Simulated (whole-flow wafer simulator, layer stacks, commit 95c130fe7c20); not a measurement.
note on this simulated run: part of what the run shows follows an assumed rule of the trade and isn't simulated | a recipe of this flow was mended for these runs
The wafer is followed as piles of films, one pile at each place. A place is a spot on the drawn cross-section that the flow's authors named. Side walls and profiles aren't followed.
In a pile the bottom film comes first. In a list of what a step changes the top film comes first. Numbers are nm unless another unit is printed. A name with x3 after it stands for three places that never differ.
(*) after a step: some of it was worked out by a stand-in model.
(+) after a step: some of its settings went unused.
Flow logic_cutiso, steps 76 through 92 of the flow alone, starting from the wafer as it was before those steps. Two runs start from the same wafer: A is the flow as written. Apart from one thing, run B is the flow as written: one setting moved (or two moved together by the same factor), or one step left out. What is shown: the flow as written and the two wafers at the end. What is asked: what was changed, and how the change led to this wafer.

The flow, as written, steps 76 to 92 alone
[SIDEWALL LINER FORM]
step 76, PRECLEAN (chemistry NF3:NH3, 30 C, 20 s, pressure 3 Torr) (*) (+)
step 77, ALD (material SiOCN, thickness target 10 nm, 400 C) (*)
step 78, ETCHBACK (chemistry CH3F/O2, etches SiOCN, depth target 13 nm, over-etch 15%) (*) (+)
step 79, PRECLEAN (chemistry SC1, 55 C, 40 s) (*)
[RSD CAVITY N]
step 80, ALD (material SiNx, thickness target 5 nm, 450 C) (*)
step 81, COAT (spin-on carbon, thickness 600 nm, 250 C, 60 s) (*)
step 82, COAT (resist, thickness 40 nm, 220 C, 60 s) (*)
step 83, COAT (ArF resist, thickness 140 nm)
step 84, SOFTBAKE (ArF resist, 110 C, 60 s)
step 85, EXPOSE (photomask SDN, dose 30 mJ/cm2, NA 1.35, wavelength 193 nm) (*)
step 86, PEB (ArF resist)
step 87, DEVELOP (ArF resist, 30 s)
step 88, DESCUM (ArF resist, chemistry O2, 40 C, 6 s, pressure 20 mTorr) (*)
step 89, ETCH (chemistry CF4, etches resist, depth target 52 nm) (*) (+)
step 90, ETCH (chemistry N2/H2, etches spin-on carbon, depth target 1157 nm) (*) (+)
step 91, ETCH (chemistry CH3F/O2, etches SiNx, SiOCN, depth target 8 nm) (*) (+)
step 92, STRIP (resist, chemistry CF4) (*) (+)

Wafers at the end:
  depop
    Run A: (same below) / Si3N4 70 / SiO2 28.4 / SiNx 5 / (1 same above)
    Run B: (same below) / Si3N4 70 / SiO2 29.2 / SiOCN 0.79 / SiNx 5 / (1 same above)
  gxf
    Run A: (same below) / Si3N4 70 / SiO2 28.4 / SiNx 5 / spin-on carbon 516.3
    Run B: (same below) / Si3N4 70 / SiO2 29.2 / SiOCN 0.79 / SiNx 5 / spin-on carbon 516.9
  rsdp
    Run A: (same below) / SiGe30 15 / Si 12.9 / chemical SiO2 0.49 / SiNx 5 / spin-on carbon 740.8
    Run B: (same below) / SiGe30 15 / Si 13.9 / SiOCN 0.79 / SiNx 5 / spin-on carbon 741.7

The reason: step 78, ETCHBACK: depth target 9.2 nm was run, though the flow has depth target 13 nm.

The path from the change to this, step by step:
  step 78, ETCHBACK (chemistry CH3F/O2, etches SiOCN, depth target 13 nm, over-etch 15%) (*) (+)
      depop, dpovl x3, gfld and 8 more: A SiOCN loses 10 (all of it), SiO2 loses 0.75 | B SiOCN loses 9.2
      rsdn, rsdp, rsdw, rsdx: A SiOCN loses 10 (all of it), Si loses 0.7 | B SiOCN loses 9.2
      (and at 1 other place as well)
  step 91, ETCH (chemistry CH3F/O2, etches SiNx, SiOCN, depth target 8 nm) (*) (+)
      gl, gxn, tap: A SiNx loses 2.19 (all of it), SiO2 loses 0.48 | B SiNx loses 2.22 (all of it), SiOCN loses 0.79 (all of it), SiO2 loses 0.42
      rsdn, rsdx: A SiNx loses 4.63 (all of it), chemical SiO2 loses 0.49 (all of it) | B SiNx loses 4.67 (all of it), SiOCN loses 0.79 (all of it), Si loses 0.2
